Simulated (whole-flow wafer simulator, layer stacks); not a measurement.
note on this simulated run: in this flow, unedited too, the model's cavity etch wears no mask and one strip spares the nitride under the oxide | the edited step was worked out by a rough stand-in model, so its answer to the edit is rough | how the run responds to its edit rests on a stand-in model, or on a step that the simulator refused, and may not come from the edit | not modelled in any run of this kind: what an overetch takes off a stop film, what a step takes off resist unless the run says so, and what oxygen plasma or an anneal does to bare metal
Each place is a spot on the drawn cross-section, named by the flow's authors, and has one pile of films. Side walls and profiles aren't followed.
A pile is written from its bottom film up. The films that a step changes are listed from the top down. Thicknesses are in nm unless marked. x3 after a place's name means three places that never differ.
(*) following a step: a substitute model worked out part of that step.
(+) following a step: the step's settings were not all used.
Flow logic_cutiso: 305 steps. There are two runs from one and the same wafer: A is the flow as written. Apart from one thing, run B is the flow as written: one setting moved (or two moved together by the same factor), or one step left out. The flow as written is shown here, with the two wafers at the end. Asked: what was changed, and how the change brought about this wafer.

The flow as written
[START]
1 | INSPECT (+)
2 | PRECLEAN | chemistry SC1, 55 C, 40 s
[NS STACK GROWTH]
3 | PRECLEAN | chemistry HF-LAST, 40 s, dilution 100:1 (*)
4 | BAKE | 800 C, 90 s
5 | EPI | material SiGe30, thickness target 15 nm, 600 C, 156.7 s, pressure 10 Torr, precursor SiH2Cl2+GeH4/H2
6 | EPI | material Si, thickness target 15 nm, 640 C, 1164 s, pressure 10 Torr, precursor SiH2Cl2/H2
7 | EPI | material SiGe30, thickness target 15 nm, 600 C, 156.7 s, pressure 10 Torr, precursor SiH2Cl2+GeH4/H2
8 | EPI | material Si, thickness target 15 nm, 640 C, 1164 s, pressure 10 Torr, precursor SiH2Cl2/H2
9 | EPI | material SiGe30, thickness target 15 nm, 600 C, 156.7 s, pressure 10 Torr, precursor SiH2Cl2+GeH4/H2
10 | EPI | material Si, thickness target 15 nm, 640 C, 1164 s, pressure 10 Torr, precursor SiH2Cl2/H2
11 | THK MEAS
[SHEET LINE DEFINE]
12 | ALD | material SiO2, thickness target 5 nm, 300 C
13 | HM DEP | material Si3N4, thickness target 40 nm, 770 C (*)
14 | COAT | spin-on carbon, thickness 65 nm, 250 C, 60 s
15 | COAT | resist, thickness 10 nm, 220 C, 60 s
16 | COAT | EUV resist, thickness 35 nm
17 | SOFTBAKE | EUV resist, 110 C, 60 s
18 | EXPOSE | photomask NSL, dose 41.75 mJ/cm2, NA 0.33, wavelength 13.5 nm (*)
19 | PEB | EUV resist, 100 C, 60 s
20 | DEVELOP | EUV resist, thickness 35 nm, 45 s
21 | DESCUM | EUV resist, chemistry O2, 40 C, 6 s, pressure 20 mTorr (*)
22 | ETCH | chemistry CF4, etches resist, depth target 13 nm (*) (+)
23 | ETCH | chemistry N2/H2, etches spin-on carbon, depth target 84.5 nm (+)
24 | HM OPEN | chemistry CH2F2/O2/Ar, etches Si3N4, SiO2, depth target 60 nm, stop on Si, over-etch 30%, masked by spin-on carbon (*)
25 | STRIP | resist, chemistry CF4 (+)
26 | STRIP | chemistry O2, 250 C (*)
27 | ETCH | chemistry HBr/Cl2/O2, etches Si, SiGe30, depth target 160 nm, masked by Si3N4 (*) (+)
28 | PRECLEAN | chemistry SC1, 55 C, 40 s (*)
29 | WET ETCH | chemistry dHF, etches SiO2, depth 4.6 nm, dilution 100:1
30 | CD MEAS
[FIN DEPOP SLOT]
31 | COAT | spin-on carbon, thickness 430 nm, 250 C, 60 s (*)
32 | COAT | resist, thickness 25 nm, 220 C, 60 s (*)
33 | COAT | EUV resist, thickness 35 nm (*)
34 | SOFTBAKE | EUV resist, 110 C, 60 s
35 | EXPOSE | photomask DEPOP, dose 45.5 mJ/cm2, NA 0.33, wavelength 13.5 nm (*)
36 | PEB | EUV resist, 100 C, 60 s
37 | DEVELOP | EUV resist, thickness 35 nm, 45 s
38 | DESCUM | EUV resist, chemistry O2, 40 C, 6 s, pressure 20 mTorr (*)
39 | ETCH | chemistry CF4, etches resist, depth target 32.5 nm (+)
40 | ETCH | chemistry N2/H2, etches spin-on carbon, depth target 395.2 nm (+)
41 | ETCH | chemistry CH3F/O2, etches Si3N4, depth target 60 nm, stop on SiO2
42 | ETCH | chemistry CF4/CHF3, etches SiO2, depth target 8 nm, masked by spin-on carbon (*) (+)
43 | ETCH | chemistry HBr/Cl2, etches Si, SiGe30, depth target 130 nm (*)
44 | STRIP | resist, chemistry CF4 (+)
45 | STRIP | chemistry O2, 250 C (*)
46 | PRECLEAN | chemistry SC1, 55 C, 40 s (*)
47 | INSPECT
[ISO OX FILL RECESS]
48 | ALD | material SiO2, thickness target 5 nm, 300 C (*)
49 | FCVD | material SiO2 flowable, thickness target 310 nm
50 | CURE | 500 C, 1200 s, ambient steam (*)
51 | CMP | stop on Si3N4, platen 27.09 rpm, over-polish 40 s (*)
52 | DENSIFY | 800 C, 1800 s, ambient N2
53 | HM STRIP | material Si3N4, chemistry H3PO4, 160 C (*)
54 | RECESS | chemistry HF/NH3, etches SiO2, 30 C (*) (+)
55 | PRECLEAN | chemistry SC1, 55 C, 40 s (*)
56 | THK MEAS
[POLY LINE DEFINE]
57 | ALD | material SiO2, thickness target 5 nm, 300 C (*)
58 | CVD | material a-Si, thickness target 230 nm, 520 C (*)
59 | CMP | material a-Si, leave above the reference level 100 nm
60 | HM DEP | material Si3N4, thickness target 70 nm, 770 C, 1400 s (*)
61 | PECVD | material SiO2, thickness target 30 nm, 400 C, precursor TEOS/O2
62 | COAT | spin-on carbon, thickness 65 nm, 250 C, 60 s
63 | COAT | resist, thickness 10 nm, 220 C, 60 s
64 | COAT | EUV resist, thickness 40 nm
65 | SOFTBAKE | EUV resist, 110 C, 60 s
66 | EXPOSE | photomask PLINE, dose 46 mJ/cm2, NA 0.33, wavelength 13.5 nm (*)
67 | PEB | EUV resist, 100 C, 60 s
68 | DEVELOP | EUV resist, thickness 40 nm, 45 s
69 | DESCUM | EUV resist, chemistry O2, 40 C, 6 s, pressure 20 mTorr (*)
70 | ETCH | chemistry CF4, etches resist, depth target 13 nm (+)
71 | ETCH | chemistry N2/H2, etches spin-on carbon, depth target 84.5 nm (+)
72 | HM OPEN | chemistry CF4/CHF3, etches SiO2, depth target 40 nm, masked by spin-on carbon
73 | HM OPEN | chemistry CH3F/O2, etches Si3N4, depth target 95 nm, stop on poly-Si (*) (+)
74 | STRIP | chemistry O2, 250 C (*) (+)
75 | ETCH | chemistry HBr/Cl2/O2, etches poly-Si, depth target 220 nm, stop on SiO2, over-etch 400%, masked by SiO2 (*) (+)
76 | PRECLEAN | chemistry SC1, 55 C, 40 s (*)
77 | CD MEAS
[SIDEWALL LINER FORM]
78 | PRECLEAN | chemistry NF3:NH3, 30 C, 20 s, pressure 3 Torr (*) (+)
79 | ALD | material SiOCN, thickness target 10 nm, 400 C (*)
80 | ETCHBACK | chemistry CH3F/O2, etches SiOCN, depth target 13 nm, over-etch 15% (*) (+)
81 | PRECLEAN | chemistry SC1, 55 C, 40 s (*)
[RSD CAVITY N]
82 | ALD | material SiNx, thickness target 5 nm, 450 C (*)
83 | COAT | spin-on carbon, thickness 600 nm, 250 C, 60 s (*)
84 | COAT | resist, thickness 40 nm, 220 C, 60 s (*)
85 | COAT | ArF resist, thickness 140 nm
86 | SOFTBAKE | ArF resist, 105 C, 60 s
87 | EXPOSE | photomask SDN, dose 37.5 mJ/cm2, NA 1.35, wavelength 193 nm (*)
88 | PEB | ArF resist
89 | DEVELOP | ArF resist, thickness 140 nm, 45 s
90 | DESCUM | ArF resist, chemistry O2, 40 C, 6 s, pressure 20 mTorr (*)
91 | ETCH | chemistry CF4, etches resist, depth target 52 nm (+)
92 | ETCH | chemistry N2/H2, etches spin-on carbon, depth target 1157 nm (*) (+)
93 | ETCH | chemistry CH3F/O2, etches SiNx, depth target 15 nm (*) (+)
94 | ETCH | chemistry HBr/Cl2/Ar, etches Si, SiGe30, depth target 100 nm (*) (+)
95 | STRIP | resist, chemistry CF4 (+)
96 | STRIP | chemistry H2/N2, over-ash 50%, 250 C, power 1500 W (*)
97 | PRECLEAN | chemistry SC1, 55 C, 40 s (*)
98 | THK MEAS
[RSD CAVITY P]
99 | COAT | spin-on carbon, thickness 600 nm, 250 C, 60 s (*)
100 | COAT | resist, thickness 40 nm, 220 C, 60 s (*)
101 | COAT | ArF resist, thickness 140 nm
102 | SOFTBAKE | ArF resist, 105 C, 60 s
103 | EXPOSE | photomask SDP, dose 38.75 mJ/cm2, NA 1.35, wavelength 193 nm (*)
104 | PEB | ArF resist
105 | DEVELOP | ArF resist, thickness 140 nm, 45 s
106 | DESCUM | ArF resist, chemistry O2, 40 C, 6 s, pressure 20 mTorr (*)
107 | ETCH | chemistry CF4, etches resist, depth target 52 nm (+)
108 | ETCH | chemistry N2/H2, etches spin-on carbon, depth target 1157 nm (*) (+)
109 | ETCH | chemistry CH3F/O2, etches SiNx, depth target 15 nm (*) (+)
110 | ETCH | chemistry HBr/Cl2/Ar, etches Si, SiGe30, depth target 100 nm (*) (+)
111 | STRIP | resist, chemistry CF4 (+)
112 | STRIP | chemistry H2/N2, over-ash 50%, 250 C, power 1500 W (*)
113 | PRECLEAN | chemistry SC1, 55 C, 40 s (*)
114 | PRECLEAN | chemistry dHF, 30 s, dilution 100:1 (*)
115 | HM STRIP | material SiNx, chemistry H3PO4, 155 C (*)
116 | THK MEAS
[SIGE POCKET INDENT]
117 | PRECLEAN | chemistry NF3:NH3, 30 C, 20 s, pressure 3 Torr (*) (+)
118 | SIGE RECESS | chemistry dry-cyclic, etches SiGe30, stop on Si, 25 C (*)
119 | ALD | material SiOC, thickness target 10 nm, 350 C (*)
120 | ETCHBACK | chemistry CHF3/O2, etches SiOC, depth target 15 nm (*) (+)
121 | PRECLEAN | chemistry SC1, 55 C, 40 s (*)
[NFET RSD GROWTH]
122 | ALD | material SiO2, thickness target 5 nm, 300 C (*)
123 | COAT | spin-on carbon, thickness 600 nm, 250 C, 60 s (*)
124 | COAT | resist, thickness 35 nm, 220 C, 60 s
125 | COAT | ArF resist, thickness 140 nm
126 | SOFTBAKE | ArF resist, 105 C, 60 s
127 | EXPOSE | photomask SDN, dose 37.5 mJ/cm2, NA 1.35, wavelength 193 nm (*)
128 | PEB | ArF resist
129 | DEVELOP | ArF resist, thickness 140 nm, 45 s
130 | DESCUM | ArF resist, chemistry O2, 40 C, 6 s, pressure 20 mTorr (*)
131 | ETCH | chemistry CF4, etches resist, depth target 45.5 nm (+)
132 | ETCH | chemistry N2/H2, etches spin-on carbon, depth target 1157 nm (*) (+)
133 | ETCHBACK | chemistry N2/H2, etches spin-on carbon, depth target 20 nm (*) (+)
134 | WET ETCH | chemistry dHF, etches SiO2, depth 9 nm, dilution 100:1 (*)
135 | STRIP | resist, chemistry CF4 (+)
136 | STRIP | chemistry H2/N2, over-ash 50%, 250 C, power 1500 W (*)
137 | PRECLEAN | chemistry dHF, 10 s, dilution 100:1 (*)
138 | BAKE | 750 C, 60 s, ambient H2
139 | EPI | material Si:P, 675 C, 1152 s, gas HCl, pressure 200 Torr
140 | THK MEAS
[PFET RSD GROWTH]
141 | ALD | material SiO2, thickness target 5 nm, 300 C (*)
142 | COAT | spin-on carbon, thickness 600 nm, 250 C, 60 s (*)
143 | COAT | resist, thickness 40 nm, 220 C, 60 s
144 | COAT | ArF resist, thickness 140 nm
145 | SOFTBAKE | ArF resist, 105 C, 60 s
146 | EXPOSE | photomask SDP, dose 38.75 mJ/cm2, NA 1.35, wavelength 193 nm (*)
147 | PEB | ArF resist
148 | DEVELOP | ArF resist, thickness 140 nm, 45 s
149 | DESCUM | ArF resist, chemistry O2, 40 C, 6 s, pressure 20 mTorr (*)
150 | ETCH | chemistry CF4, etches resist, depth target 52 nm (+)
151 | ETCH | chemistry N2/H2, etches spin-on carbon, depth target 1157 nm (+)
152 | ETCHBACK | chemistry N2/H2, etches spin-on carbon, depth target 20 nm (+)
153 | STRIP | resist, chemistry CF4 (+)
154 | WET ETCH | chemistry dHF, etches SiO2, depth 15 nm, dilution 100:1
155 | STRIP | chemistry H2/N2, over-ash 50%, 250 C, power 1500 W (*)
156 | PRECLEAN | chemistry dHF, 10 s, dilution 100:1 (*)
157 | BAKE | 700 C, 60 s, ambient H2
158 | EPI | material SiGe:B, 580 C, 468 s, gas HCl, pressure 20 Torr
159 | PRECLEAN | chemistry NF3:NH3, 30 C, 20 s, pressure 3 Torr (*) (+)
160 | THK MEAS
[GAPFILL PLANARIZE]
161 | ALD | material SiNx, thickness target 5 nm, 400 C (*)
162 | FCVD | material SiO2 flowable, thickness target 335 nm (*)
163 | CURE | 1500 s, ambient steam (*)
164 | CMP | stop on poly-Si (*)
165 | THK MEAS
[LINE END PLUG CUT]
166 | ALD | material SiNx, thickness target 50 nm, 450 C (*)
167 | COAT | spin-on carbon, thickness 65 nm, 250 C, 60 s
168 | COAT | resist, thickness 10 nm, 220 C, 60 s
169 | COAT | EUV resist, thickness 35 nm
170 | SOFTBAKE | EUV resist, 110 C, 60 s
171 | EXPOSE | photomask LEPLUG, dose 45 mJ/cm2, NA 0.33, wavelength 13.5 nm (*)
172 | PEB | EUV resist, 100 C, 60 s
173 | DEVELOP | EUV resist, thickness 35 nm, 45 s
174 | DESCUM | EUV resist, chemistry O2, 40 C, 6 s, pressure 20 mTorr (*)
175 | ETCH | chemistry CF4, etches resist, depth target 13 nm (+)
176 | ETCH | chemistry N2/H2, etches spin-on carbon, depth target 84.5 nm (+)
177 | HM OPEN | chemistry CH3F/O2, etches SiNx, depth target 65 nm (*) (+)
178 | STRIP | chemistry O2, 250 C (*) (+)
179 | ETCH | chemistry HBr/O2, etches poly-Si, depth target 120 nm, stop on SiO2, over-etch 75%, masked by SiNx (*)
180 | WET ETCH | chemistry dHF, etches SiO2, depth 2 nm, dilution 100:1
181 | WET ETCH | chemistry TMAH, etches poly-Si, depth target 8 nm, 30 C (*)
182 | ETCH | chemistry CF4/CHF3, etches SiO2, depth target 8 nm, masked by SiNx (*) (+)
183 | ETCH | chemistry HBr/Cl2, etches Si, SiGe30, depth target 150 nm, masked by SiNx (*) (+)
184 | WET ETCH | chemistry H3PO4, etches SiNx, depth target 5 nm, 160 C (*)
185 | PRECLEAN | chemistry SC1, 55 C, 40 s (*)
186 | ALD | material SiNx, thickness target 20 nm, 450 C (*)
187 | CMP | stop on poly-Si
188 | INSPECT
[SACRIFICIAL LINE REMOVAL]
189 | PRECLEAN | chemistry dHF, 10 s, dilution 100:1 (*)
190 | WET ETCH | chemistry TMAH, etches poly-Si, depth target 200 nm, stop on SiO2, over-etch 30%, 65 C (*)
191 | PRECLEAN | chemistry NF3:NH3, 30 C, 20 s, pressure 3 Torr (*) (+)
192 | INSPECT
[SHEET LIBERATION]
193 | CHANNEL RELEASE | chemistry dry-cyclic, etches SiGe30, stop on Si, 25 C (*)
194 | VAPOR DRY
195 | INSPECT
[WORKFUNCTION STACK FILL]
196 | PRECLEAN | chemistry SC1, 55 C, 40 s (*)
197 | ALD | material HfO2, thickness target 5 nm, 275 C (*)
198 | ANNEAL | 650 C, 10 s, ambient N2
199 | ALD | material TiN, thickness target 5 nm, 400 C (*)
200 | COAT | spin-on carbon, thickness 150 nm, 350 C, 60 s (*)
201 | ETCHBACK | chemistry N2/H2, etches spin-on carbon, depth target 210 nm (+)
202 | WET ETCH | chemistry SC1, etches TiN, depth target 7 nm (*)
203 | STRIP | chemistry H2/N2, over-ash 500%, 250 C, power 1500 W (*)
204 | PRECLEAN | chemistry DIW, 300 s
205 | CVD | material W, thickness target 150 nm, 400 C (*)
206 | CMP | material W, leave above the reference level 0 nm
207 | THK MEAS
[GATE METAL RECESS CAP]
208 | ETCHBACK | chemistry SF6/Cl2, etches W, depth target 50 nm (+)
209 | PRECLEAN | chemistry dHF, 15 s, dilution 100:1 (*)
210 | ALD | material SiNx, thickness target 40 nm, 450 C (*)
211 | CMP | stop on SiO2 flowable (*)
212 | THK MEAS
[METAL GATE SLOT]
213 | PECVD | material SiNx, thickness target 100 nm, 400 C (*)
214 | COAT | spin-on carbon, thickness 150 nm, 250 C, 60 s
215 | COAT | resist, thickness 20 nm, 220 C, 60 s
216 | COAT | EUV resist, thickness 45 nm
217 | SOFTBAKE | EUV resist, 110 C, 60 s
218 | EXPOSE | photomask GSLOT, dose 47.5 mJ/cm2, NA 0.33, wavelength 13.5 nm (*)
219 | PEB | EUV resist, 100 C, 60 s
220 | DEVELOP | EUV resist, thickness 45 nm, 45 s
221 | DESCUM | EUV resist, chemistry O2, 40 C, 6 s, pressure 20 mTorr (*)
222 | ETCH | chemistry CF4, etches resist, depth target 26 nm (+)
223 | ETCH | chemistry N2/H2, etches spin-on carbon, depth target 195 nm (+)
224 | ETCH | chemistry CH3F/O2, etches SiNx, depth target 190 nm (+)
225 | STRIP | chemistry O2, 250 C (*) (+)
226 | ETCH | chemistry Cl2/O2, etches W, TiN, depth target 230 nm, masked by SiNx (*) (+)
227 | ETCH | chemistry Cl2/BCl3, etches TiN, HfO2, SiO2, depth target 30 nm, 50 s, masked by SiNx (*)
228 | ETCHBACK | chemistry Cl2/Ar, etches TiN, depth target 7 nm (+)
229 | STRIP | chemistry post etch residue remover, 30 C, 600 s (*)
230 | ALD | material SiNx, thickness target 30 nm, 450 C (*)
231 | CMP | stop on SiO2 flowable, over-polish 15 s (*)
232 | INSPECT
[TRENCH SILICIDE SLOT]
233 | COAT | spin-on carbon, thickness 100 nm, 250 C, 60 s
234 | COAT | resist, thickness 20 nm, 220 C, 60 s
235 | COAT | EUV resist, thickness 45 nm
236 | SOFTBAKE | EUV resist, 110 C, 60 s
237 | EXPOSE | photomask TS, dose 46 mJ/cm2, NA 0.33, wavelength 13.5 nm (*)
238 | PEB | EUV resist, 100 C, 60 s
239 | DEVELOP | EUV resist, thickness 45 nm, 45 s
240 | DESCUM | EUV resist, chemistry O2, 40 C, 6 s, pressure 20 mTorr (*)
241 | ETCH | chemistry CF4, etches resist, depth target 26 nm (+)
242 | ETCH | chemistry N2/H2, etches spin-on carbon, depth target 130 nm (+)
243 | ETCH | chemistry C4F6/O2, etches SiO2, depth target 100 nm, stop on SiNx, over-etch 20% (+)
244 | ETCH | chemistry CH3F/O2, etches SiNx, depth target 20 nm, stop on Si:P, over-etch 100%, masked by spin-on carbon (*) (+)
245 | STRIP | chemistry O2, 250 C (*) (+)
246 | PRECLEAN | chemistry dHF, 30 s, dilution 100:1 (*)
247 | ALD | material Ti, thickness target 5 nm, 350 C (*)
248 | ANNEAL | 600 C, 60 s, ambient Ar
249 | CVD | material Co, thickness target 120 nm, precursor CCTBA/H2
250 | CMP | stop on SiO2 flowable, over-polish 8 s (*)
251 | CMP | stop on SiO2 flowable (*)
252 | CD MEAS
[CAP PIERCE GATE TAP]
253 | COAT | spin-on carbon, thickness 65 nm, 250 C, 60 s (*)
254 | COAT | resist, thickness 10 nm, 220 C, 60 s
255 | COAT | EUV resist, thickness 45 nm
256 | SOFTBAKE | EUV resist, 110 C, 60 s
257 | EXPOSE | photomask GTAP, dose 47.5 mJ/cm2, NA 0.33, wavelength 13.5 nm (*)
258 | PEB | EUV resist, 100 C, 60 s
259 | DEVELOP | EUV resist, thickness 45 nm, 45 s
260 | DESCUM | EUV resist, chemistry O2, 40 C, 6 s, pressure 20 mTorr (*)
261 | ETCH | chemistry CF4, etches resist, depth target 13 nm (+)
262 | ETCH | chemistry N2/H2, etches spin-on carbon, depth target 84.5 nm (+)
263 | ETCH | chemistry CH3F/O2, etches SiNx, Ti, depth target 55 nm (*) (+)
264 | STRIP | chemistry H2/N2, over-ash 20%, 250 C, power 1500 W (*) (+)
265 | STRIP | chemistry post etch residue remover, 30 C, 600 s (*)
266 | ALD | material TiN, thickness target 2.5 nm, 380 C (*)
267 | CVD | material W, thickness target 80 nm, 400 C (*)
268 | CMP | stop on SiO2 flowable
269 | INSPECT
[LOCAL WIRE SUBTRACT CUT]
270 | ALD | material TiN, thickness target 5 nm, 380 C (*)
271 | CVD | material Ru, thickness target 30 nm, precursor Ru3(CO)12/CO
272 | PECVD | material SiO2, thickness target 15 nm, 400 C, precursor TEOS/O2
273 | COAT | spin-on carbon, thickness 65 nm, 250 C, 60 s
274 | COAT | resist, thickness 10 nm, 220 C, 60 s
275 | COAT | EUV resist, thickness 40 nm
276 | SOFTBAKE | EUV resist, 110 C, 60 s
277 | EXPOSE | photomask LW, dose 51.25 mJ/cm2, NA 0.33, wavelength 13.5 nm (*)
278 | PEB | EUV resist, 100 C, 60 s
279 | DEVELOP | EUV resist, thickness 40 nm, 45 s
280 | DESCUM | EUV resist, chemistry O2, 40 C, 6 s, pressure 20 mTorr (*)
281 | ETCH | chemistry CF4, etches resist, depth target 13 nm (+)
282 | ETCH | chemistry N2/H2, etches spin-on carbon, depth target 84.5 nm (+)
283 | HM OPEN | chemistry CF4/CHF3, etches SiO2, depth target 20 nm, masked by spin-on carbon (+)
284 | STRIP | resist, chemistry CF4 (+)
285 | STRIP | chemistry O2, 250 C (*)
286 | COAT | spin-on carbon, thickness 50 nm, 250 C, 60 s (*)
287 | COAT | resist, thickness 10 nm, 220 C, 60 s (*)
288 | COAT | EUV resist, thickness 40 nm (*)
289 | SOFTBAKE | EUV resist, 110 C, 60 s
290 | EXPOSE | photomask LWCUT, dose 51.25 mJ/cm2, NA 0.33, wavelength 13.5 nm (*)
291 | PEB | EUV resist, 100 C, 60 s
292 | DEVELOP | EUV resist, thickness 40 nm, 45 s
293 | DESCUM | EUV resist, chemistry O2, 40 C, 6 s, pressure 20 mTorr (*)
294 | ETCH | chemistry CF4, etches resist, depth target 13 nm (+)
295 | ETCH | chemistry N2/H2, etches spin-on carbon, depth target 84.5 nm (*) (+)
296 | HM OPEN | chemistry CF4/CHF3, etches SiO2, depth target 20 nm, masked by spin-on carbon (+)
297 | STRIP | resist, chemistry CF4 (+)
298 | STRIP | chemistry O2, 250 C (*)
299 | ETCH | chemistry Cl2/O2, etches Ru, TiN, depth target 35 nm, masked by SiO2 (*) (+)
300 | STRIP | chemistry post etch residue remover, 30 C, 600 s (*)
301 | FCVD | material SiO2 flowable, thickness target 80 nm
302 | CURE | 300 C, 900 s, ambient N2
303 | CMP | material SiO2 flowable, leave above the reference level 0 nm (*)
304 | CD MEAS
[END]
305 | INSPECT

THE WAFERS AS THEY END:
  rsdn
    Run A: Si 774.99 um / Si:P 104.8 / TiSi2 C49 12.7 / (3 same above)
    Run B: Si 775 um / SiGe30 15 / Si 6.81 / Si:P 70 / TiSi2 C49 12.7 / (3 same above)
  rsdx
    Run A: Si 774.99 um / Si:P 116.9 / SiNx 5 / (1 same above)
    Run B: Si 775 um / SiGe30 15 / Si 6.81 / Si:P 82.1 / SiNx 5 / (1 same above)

What caused this: step 94, ETCH: depth target 60 nm was run, though the flow has depth target 100 nm.

The path from the change to this, step by step:
  94 | ETCH | chemistry HBr/Cl2/Ar, etches Si, SiGe30, depth target 100 nm (*) (+)
      rsdn, rsdx: A -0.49 chemical SiO2 (all of it), -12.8 Si (all of it), -15 SiGe30 (all of it), -15 Si (all of it), -15 SiGe30 (all of it), -15 Si (all of it), -15 SiGe30 (all of it), -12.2 Si | B -0.49 chemical SiO2 (all of it), -12.8 Si (all of it), -15 SiGe30 (all of it), -15 Si (all of it), -15 SiGe30 (all of it), -2.17 Si
  99 | COAT | spin-on carbon, thickness 600 nm, 250 C, 60 s (*)
      rsdn: A +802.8 spin-on carbon (new film) | B +769.5 spin-on carbon (new film)
      rsdx: A +802.8 spin-on carbon (new film) | B +769.4 spin-on carbon (new film)
  112 | STRIP | chemistry H2/N2, over-ash 50%, 250 C, power 1500 W (*)
      rsdn: A -802.8 spin-on carbon (all of it) | B -769.5 spin-on carbon (all of it)
      rsdx: A -802.8 spin-on carbon (all of it) | B -769.4 spin-on carbon (all of it)
  120 | ETCHBACK | chemistry CHF3/O2, etches SiOC, depth target 15 nm (*) (+)
      rsdn, rsdx: A -10 SiOC (all of it) | B -10 SiOC (all of it), -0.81 Si
  123 | COAT | spin-on carbon, thickness 600 nm, 250 C, 60 s (*)
      rsdn, rsdx: A +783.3 spin-on carbon (new film) | B +748.9 spin-on carbon (new film)
  132 | ETCH | chemistry N2/H2, etches spin-on carbon, depth target 1157 nm (*) (+)
      rsdn, rsdx: A -778.1 spin-on carbon (all of it) | B -743.6 spin-on carbon (all of it), -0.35 SiO2
      depop, dpovl, gfld and 12 more: A -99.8 ArF resist (all of it), -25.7 resist | B -99.8 ArF resist (all of it), -25.1 resist
  135 | STRIP | resist, chemistry CF4 (+)
      rsdn, rsdx: A nothing | B -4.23 Si
      depop, dpovl, gxf, isow, lnrp, ns, nsgap, plug: A -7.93 resist (all of it) | B -8.59 resist (all of it)
      (as well as at 12 more places)
  139 | EPI | material Si:P, 675 C, 1152 s, gas HCl, pressure 200 Torr
      rsdn, rsdx: A +116.9 Si:P (new film) | B +82.1 Si:P (new film)
